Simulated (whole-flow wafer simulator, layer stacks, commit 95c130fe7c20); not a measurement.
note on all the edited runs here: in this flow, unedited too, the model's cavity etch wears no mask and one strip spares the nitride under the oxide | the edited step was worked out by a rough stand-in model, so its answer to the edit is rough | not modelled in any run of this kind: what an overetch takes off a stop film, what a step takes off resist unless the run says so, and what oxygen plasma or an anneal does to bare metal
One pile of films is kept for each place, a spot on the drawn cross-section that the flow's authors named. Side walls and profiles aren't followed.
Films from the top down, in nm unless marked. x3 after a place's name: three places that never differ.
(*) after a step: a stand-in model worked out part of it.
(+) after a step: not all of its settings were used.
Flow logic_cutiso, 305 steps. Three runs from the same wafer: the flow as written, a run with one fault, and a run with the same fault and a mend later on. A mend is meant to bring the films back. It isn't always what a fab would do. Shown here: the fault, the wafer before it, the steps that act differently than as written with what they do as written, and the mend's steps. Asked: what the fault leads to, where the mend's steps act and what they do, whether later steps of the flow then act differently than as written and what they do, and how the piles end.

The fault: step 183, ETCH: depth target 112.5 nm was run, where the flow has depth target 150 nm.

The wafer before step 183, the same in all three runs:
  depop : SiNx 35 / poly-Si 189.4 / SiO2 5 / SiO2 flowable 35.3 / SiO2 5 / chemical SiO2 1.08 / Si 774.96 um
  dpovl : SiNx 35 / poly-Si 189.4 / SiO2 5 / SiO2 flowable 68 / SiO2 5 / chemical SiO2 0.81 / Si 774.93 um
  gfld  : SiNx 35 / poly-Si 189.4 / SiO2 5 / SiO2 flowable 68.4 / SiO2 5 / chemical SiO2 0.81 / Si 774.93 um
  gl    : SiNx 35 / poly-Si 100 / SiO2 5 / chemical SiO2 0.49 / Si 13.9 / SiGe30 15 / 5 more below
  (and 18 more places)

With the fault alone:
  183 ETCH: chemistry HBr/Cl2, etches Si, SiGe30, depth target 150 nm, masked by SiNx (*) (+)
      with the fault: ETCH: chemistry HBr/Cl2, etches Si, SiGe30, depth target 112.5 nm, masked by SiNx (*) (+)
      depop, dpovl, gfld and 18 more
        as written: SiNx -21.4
        with the fault: SiNx -16.1
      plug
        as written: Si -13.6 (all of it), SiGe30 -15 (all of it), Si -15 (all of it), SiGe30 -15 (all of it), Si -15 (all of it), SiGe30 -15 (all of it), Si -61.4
        with the fault: Si -13.6 (all of it), SiGe30 -15 (all of it), Si -15 (all of it), SiGe30 -15 (all of it), Si -15 (all of it), SiGe30 -15 (all of it), Si -23.9
  Later steps of the flow that act differently than as written:
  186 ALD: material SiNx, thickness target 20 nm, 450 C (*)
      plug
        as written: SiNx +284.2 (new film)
        with the fault: SiNx +252 (new film)
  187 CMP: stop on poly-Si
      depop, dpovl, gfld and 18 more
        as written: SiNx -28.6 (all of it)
        with the fault: SiNx -33.9 (all of it)
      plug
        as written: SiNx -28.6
        with the fault: SiNx -33.9
  At the end the piles differ from the flow's by more than 2% or 0.5 nm, whichever is larger, at plug.
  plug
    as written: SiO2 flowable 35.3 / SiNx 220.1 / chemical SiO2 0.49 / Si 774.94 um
    with the fault: SiO2 flowable 35.3 / SiNx 182.6 / chemical SiO2 0.49 / Si 774.98 um

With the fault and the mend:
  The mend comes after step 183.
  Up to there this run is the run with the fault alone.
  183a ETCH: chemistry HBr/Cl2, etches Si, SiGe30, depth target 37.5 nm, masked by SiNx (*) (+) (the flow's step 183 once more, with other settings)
      depop, dpovl, gfld and 18 more
        SiNx -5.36
      plug
        Si -37.5
  No later step of the flow acts differently than as written at any place that is followed.
  At the end the piles are the same as the flow's at every place that both follow.
